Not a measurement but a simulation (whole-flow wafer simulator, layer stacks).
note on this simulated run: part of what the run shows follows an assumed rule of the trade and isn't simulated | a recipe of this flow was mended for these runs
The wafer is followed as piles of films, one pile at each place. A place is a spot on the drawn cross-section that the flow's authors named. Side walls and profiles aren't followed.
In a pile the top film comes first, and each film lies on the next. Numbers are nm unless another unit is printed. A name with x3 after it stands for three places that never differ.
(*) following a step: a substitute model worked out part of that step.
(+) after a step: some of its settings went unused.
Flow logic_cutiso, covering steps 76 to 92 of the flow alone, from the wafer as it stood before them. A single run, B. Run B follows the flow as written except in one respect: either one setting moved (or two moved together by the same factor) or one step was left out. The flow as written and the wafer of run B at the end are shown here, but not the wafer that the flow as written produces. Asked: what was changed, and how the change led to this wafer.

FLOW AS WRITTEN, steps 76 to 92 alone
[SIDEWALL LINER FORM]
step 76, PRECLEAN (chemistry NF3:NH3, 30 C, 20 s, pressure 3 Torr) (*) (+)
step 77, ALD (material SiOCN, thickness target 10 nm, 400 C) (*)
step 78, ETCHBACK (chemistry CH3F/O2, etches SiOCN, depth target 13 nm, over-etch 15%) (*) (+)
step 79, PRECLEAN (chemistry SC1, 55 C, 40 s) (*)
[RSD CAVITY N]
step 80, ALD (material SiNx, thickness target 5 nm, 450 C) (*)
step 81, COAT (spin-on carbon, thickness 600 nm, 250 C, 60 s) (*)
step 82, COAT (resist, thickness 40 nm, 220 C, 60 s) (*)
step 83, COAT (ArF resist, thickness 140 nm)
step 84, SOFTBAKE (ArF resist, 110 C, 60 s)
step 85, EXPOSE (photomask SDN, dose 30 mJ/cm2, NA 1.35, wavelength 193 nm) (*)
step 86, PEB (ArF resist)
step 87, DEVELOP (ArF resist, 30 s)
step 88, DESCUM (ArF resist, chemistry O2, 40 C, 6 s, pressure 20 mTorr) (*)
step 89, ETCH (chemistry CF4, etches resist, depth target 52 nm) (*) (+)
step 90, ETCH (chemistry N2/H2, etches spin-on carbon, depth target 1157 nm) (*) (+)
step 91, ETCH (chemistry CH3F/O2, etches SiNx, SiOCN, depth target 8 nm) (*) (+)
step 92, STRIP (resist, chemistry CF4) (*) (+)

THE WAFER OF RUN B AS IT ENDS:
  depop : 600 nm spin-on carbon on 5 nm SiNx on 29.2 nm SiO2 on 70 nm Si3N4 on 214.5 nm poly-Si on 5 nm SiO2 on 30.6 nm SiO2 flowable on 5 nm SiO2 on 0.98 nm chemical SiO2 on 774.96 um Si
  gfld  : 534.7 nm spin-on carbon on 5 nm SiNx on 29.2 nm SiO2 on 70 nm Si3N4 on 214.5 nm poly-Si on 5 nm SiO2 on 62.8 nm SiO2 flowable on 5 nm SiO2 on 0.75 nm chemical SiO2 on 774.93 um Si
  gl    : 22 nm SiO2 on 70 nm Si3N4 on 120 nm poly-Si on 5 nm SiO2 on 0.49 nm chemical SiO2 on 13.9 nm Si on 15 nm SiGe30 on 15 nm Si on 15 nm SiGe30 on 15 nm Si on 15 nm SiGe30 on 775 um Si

The reason: step 77, ALD: thickness target 13.2 nm was run, though the flow has thickness target 10 nm.

Step by step, how the change led to this:
  step 77, ALD (material SiOCN, thickness target 10 nm, 400 C) (*)
      depop, dpovl x3, gfld and 13 more: SiOCN gains 13.2 (new film) (in the flow as written it would be: SiOCN gains 10 (new film))
  step 78, ETCHBACK (chemistry CH3F/O2, etches SiOCN, depth target 13 nm, over-etch 15%) (*) (+)
      depop, dpovl x3, gfld and 8 more: SiOCN loses 13.2 (all of it) (in the flow as written it would be: SiOCN loses 10 (all of it), SiO2 loses 0.75)
      rsdn, rsdp, rsdw, rsdx: SiOCN loses 13.2 (all of it) (in the flow as written it would be: SiOCN loses 10 (all of it), Si loses 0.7)
      (as well as at 1 more place)
  step 81, COAT (spin-on carbon, thickness 600 nm, 250 C, 60 s) (*)
      gfld, gxf, gxn, gxp: spin-on carbon gains 534.7 (new film) (in the flow as written it would be: spin-on carbon gains 516.3 (new film))
      gl, glp, plug, tap: spin-on carbon gains 534.7 (new film) (in the flow as written it would be: spin-on carbon gains 516.4 (new film))
      (as well as at 9 more places)
  step 90, ETCH (chemistry N2/H2, etches spin-on carbon, depth target 1157 nm) (*) (+)
      depop, dpovl x3, gfld and 10 more: ArF resist loses 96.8 (all of it), resist loses 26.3 (in the flow as written it would be: ArF resist loses 96.8 (all of it), resist loses 25.5)
      gl, tap: spin-on carbon loses 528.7 (all of it), SiNx loses 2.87 (in the flow as written it would be: spin-on carbon loses 510.4 (all of it), SiNx loses 2.81)
      (as well as at 5 more places)
  step 92, STRIP (resist, chemistry CF4) (*) (+)
      depop, dpovl x3, ns: resist loses 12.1 (all of it) (in the flow as written it would be: resist loses 12.9 (all of it))
      gfld, gxf, gxp, iso, lnri: resist loses 12.1 (all of it) (in the flow as written it would be: resist loses 13 (all of it))
      (as well as at 10 more places)
